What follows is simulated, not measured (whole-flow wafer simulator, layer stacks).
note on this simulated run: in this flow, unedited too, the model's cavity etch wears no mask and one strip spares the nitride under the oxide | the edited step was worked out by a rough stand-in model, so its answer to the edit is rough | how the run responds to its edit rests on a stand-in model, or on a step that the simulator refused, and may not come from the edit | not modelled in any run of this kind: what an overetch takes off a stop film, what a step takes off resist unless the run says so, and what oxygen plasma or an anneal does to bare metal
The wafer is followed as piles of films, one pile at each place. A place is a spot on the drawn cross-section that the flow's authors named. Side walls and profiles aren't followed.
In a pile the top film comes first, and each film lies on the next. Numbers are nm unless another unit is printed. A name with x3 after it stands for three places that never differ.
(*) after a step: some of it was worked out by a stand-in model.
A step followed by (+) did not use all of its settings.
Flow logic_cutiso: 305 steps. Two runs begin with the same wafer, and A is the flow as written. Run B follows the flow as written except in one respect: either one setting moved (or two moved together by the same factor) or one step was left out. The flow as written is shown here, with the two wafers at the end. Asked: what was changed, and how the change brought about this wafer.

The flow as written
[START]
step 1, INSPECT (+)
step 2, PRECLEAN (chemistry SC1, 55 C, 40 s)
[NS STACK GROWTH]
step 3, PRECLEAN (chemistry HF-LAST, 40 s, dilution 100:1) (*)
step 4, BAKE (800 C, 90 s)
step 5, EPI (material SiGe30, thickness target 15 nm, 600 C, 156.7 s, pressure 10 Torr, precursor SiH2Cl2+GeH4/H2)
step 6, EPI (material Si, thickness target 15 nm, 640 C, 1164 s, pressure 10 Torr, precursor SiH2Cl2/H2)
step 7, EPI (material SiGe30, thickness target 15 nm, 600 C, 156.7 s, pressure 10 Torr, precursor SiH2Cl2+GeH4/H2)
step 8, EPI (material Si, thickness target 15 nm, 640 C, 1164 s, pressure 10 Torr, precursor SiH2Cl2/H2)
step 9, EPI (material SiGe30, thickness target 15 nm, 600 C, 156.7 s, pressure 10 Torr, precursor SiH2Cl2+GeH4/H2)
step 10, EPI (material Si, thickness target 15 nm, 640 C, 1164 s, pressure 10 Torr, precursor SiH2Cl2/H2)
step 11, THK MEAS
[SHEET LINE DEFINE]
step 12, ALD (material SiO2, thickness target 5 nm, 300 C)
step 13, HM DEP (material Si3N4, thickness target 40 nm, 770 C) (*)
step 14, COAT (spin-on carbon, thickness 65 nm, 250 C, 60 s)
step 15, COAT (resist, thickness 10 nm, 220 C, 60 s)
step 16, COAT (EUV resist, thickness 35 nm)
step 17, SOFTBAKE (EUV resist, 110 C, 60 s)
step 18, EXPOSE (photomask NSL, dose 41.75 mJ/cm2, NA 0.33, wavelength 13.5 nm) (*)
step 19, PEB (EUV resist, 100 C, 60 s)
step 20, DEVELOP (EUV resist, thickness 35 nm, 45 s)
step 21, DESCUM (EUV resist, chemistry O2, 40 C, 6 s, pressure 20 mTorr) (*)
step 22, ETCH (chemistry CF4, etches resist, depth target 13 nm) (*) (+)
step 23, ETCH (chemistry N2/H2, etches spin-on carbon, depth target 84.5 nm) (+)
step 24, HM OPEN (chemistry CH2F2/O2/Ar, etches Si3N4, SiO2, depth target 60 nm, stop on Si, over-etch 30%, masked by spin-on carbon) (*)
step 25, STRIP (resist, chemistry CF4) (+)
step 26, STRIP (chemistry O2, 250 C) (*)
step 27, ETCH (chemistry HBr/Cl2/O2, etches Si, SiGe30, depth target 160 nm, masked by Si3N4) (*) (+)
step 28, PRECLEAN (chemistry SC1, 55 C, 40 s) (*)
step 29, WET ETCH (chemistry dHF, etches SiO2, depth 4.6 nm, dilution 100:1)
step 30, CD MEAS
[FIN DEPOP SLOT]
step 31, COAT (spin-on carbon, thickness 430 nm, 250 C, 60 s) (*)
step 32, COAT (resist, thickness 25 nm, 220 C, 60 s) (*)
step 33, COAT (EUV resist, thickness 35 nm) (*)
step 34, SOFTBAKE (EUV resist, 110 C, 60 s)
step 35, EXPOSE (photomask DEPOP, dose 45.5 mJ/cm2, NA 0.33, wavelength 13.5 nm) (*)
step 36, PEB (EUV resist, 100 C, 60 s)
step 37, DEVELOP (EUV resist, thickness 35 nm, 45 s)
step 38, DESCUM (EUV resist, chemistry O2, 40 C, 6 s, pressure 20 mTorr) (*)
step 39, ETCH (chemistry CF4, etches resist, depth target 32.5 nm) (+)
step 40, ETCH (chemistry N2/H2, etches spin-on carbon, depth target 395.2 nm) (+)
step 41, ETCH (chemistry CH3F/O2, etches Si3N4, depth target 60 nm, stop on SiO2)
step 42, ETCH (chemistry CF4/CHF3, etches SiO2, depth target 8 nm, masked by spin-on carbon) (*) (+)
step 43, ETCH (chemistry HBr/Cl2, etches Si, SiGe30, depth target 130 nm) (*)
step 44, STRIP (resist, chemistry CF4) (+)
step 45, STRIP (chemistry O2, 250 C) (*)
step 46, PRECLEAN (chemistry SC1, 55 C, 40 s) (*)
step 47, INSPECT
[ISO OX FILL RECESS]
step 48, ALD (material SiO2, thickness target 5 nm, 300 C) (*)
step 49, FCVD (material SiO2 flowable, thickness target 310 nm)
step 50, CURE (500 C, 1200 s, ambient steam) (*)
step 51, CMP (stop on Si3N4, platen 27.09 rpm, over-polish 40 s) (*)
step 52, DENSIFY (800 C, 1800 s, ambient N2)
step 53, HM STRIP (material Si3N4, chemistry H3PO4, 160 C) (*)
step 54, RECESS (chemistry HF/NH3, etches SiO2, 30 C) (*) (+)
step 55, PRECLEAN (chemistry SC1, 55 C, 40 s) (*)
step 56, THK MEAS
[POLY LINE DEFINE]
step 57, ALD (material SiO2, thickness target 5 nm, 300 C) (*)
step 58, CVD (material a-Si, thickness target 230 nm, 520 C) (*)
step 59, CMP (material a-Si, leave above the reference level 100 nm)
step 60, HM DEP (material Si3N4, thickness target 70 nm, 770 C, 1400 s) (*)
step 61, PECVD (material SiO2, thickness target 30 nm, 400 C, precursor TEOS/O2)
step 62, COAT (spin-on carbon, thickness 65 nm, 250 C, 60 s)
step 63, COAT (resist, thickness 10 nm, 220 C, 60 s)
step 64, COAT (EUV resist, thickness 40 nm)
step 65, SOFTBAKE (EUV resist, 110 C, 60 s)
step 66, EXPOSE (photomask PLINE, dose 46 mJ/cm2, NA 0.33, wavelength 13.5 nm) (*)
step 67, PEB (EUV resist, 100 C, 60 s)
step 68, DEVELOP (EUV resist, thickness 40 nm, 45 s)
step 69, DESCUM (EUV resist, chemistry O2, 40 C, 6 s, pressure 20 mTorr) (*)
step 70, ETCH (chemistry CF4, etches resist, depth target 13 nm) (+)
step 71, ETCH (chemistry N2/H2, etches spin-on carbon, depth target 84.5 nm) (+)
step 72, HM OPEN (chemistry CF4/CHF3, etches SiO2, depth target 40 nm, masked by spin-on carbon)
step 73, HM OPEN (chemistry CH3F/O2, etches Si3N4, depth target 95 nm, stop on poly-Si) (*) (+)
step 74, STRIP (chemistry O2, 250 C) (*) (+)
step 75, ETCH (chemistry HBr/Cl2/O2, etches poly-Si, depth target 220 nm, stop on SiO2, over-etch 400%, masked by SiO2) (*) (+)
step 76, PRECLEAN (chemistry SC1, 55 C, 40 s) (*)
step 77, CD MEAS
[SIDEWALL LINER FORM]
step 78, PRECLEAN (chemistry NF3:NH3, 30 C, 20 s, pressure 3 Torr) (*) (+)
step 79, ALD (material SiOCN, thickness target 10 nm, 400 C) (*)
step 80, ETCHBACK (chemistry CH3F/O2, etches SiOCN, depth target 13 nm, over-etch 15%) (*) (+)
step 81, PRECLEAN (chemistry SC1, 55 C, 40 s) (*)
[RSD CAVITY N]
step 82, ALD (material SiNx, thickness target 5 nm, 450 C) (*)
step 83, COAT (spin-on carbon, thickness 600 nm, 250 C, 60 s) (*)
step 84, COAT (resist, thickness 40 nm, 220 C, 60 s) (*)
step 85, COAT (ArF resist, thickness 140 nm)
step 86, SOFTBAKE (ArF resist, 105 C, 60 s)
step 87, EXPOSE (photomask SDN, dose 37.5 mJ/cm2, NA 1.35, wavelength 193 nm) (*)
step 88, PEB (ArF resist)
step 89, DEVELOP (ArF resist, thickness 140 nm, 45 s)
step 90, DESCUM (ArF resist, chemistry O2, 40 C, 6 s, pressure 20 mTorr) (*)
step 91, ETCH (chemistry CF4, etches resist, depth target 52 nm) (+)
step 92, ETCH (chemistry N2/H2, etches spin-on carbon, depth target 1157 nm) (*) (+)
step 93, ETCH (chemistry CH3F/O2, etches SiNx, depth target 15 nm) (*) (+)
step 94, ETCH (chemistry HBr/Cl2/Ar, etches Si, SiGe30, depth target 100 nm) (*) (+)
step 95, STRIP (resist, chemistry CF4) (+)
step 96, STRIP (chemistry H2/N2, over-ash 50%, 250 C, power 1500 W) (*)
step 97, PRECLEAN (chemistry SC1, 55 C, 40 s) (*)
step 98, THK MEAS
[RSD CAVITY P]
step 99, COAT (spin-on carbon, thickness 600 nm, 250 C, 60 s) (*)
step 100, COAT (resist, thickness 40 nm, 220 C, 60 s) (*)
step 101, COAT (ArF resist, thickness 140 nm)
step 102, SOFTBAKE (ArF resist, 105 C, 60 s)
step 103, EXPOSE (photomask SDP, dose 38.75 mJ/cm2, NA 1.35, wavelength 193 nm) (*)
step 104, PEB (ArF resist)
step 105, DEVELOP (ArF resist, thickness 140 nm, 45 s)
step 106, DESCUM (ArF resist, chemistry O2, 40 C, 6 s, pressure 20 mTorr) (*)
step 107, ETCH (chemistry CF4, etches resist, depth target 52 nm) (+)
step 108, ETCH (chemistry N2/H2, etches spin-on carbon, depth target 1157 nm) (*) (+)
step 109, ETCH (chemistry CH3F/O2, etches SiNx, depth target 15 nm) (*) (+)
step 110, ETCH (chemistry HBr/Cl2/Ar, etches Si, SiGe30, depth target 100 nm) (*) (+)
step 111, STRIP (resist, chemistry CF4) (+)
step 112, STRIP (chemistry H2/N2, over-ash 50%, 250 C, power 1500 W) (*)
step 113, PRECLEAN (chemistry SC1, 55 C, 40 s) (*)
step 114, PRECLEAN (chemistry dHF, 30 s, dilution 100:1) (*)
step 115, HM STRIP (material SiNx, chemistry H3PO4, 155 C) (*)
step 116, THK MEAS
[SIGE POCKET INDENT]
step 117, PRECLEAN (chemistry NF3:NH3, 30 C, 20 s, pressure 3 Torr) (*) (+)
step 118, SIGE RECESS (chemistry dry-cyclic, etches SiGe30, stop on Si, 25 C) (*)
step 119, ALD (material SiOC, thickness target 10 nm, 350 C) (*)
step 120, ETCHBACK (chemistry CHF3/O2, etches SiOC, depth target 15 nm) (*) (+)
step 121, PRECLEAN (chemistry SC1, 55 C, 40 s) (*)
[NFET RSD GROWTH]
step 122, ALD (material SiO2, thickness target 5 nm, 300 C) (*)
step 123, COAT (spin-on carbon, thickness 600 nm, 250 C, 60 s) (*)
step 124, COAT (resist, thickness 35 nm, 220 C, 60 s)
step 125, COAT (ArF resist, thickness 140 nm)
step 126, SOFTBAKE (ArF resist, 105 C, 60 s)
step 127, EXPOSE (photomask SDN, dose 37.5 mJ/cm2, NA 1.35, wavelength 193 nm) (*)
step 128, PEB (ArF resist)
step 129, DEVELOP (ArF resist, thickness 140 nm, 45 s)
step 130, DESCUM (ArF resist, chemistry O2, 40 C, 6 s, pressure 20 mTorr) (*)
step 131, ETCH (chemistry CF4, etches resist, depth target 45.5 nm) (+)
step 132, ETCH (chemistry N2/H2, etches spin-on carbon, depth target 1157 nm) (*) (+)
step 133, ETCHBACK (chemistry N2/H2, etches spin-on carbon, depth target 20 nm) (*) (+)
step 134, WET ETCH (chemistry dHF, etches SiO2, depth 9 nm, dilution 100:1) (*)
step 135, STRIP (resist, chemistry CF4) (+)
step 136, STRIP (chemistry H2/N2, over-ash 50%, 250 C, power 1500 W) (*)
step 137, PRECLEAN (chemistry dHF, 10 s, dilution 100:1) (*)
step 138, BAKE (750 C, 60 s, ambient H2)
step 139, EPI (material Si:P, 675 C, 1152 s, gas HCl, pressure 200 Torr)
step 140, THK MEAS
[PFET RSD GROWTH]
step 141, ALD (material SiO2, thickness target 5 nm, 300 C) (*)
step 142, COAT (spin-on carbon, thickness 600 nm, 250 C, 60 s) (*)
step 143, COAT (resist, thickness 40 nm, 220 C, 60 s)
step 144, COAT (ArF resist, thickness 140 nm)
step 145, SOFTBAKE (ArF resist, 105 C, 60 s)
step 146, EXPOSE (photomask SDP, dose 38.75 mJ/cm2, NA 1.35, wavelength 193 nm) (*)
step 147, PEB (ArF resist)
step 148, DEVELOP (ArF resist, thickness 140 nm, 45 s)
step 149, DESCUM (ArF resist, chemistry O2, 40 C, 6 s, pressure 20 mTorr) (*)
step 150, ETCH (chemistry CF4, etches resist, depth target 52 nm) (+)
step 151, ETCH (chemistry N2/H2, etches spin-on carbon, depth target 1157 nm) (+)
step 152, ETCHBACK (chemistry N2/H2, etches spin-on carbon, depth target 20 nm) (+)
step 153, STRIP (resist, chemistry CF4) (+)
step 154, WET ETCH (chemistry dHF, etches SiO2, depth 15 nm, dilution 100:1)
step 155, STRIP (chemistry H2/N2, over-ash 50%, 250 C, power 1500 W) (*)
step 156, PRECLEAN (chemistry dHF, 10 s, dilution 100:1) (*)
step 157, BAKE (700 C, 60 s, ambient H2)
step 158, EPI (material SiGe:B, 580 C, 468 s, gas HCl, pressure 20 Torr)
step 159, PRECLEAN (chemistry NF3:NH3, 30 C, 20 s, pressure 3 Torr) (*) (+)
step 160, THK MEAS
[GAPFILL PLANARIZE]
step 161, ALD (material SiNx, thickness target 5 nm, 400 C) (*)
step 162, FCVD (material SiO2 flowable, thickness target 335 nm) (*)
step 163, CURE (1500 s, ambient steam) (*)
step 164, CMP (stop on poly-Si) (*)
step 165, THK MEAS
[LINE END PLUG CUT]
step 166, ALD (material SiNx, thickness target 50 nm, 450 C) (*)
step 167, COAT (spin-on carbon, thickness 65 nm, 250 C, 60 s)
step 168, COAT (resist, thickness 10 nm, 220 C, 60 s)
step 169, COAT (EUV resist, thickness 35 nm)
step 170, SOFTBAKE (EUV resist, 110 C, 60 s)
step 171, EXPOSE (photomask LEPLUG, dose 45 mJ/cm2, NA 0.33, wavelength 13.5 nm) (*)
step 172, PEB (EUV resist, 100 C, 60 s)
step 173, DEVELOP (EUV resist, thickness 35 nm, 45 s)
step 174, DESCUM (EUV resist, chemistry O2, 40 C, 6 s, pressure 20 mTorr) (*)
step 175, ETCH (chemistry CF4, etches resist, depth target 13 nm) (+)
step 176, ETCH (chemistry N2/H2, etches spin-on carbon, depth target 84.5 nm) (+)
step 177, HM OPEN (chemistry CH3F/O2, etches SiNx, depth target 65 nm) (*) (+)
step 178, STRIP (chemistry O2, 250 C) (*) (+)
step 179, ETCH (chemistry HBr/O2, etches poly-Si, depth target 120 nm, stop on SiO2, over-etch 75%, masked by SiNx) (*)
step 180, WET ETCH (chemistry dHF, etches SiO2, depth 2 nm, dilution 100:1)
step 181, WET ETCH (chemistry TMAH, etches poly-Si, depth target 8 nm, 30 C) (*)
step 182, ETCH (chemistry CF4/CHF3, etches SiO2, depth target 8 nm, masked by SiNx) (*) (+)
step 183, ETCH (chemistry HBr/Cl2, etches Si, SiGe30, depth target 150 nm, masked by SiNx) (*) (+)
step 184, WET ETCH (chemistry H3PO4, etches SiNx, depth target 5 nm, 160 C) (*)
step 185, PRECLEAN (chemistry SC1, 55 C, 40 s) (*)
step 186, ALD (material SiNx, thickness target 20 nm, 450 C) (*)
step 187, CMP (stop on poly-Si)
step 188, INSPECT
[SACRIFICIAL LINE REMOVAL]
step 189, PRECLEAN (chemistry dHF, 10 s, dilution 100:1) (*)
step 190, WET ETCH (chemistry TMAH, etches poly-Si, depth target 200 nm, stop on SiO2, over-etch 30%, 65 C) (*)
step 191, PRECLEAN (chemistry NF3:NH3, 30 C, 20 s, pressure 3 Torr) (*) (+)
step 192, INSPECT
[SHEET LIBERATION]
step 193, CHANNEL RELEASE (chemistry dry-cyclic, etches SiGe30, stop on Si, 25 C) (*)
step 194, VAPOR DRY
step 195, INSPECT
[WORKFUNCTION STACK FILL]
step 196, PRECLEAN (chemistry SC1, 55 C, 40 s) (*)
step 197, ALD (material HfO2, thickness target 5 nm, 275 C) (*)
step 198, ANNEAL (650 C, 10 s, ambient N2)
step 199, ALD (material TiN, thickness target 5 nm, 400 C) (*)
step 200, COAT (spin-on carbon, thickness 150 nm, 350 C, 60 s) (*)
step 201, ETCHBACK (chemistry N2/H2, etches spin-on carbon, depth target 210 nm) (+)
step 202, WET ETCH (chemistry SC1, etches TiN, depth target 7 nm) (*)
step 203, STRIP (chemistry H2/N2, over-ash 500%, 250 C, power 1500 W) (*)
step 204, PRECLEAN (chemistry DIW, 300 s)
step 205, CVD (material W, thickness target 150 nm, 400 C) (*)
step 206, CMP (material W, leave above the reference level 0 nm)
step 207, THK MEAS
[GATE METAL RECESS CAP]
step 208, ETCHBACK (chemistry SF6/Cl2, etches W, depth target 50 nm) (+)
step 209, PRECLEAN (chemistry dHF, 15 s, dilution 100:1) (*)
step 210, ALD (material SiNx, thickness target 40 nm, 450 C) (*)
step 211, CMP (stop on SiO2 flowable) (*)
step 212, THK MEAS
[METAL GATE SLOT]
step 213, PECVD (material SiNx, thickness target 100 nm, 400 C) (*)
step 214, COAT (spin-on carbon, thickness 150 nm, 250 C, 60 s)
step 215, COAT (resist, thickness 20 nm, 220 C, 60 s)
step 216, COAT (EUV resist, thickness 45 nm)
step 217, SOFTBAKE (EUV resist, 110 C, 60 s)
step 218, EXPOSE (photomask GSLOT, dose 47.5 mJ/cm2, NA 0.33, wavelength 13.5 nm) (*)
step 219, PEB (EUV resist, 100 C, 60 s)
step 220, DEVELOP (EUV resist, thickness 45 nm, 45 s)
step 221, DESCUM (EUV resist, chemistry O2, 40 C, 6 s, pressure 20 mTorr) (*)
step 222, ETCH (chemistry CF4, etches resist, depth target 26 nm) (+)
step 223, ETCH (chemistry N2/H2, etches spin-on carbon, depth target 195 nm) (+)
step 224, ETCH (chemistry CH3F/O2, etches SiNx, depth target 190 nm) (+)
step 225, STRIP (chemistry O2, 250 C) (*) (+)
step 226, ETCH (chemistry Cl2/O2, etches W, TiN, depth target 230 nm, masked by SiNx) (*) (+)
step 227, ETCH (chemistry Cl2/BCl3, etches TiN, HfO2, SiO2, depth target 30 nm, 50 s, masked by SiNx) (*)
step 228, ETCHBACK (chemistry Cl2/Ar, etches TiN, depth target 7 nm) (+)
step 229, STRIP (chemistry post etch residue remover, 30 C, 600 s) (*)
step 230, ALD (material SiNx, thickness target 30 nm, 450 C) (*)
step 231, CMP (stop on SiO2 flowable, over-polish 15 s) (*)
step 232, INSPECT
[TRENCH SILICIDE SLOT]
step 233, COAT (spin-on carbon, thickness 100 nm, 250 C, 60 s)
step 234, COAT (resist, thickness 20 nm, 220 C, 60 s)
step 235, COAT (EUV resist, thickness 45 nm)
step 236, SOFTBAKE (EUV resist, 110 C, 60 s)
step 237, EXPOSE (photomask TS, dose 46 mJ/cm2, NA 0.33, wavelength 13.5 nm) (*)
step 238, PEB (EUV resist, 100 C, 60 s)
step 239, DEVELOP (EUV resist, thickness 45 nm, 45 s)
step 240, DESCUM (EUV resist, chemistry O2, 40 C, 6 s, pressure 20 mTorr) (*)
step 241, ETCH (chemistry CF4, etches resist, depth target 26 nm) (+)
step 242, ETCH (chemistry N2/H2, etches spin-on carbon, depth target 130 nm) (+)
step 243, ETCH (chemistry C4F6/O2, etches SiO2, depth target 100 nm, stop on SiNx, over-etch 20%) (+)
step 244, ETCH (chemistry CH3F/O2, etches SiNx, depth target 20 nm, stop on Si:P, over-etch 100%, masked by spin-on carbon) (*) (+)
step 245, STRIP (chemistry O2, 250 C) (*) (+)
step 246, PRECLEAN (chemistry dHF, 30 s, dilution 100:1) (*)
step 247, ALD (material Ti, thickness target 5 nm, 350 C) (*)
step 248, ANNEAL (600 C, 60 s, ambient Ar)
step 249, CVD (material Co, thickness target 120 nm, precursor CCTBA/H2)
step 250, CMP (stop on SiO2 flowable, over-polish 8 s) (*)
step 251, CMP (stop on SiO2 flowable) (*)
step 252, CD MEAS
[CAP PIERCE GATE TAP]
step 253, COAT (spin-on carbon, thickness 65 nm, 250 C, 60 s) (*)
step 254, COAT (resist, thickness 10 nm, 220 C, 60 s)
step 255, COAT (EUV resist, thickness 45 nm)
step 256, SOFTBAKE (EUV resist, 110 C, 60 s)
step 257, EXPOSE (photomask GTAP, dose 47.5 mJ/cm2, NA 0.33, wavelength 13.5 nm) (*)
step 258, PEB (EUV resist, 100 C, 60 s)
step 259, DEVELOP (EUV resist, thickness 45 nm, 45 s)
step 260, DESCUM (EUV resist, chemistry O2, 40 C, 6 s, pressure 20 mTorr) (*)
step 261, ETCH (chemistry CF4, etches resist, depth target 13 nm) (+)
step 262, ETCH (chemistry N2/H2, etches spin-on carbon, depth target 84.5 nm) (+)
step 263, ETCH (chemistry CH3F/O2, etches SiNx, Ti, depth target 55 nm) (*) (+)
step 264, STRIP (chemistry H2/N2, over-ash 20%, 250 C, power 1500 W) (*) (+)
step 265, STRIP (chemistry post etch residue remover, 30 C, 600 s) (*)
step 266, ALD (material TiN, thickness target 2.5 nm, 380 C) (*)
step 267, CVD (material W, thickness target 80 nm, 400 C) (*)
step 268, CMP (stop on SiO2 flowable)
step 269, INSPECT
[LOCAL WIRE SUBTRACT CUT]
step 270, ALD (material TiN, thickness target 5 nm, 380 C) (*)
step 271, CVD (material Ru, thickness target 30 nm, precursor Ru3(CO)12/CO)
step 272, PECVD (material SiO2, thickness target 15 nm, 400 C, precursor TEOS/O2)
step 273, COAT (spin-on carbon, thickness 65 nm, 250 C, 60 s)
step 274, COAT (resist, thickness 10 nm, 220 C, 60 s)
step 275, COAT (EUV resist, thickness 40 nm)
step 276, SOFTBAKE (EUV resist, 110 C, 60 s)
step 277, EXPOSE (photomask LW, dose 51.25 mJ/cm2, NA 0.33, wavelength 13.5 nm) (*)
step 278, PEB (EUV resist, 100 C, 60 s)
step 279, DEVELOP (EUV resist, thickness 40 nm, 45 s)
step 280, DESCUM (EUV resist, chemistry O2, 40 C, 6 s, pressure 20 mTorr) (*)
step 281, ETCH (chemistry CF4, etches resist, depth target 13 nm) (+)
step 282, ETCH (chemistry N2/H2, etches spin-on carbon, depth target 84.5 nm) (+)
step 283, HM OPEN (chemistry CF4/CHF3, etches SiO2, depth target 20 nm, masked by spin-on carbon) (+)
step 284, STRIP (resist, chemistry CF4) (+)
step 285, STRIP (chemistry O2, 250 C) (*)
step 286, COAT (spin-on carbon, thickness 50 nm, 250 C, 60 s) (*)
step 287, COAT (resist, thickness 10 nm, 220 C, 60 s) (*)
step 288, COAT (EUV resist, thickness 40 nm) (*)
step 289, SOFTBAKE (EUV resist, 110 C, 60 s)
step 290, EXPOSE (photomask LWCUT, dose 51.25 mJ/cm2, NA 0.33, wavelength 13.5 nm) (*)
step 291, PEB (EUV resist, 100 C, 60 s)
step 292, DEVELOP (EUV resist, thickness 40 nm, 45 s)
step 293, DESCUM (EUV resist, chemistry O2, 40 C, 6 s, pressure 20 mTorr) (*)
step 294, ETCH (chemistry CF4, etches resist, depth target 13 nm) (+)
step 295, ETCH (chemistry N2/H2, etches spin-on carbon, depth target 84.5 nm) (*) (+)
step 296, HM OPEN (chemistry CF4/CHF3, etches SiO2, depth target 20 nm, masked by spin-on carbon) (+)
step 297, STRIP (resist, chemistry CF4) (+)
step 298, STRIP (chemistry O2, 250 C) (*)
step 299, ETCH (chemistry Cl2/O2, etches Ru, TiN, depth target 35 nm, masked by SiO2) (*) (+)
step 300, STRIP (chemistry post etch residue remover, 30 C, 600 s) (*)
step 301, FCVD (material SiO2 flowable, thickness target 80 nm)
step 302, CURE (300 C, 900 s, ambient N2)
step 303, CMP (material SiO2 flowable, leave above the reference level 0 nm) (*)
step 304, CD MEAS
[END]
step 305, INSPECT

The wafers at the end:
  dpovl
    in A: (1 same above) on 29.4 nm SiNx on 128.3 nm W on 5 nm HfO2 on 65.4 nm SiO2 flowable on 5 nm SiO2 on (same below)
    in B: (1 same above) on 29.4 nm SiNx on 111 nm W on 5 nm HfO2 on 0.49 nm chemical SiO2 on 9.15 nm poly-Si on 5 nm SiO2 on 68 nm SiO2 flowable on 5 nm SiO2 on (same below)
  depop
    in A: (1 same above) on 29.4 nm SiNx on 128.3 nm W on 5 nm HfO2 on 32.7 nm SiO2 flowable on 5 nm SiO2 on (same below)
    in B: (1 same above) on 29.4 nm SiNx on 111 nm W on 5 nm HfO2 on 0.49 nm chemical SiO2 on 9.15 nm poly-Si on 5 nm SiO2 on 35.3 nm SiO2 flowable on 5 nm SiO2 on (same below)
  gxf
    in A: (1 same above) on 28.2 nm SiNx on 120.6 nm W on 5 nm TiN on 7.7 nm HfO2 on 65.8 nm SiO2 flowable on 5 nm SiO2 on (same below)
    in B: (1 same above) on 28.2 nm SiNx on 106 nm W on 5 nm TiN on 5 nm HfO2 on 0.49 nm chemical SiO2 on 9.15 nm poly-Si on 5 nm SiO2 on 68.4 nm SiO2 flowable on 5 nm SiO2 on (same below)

The reason: step 190, WET ETCH: depth target 180 nm was run, whereas the flow has depth target 200 nm.

The path from the change to this, step by step:
  step 190, WET ETCH (chemistry TMAH, etches poly-Si, depth target 200 nm, stop on SiO2, over-etch 30%, 65 C) (*)
      depop, dpovl, gfld, gxf, isow, nsgap: A poly-Si loses 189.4 (all of it) | B poly-Si loses 180
  step 191, PRECLEAN (chemistry NF3:NH3, 30 C, 20 s, pressure 3 Torr) (*) (+)
      depop, dpovl, gfld, gxf, isow, nsgap: A SiO2 loses 5 (all of it), SiO2 flowable loses 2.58 | B nothing
  step 197, ALD (material HfO2, thickness target 5 nm, 275 C) (*)
      gxf: A HfO2 gains 7.7 (new film) | B HfO2 gains 5 (new film)
  step 199, ALD (material TiN, thickness target 5 nm, 400 C) (*)
      gfld: A TiN gains 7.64 (new film) | B TiN gains 5 (new film)
  step 200, COAT (spin-on carbon, thickness 150 nm, 350 C, 60 s) (*)
      depop: A spin-on carbon gains 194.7 (new film) | B spin-on carbon gains 186.4 (new film)
      dpovl: A spin-on carbon gains 194.8 (new film) | B spin-on carbon gains 186.4 (new film)
      (as well as at 5 more places)
  step 201, ETCHBACK (chemistry N2/H2, etches spin-on carbon, depth target 210 nm) (+)
      depop: A spin-on carbon loses 194.7 (all of it) | B spin-on carbon loses 186.4 (all of it)
      dpovl: A spin-on carbon loses 194.8 (all of it) | B spin-on carbon loses 186.4 (all of it)
      (as well as at 3 more places)
  step 203, STRIP (chemistry H2/N2, over-ash 500%, 250 C, power 1500 W) (*)
      gfld: A spin-on carbon loses 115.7 (all of it) | B spin-on carbon loses 101.5 (all of it)
      gxf: A spin-on carbon loses 115.8 (all of it) | B spin-on carbon loses 101.6 (all of it)
  step 205, CVD (material W, thickness target 150 nm, 400 C) (*)
      depop, dpovl, isow, nsgap: A W gains 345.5 (new film) | B W gains 328.2 (new film)
      gfld: A W gains 337.9 (new film) | B W gains 323.2 (new film)
      (as well as at 1 more place)
  step 226, ETCH (chemistry Cl2/O2, etches W, TiN, depth target 230 nm, masked by SiNx) (*) (+)
      depop, dpovl, gl and 18 more: A SiNx loses 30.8 | B SiNx loses 26.5
      gfld: A W loses 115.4 (all of it), TiN loses 7.64 (all of it), HfO2 loses 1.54 | B W loses 100.8 (all of it), TiN loses 5 (all of it), HfO2 loses 1.32
  step 227, ETCH (chemistry Cl2/BCl3, etches TiN, HfO2, SiO2, depth target 30 nm, 50 s, masked by SiNx) (*)
      gfld: A HfO2 loses 3.46 (all of it), SiO2 flowable loses 26.5 | B HfO2 loses 3.68 (all of it), chemical SiO2 loses 0.49 (all of it), poly-Si loses 9.15 (all of it), SiO2 loses 5 (all of it), SiO2 flowable loses 12.6
  step 230, ALD (material SiNx, thickness target 30 nm, 450 C) (*)
      gfld: A SiNx gains 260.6 (new film) | B SiNx gains 248.4 (new film)
  step 231, CMP (stop on SiO2 flowable, over-polish 15 s) (*)
      depop, dpovl, gl and 9 more: A SiNx loses 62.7 | B SiNx loses 67
      lnr, lnri, lnrp, lnrt: A SiNx loses 61 (all of it), SiOCN loses 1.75 | B SiNx loses 65.3 (all of it), SiOCN loses 1.75
      (as well as at 6 more places)
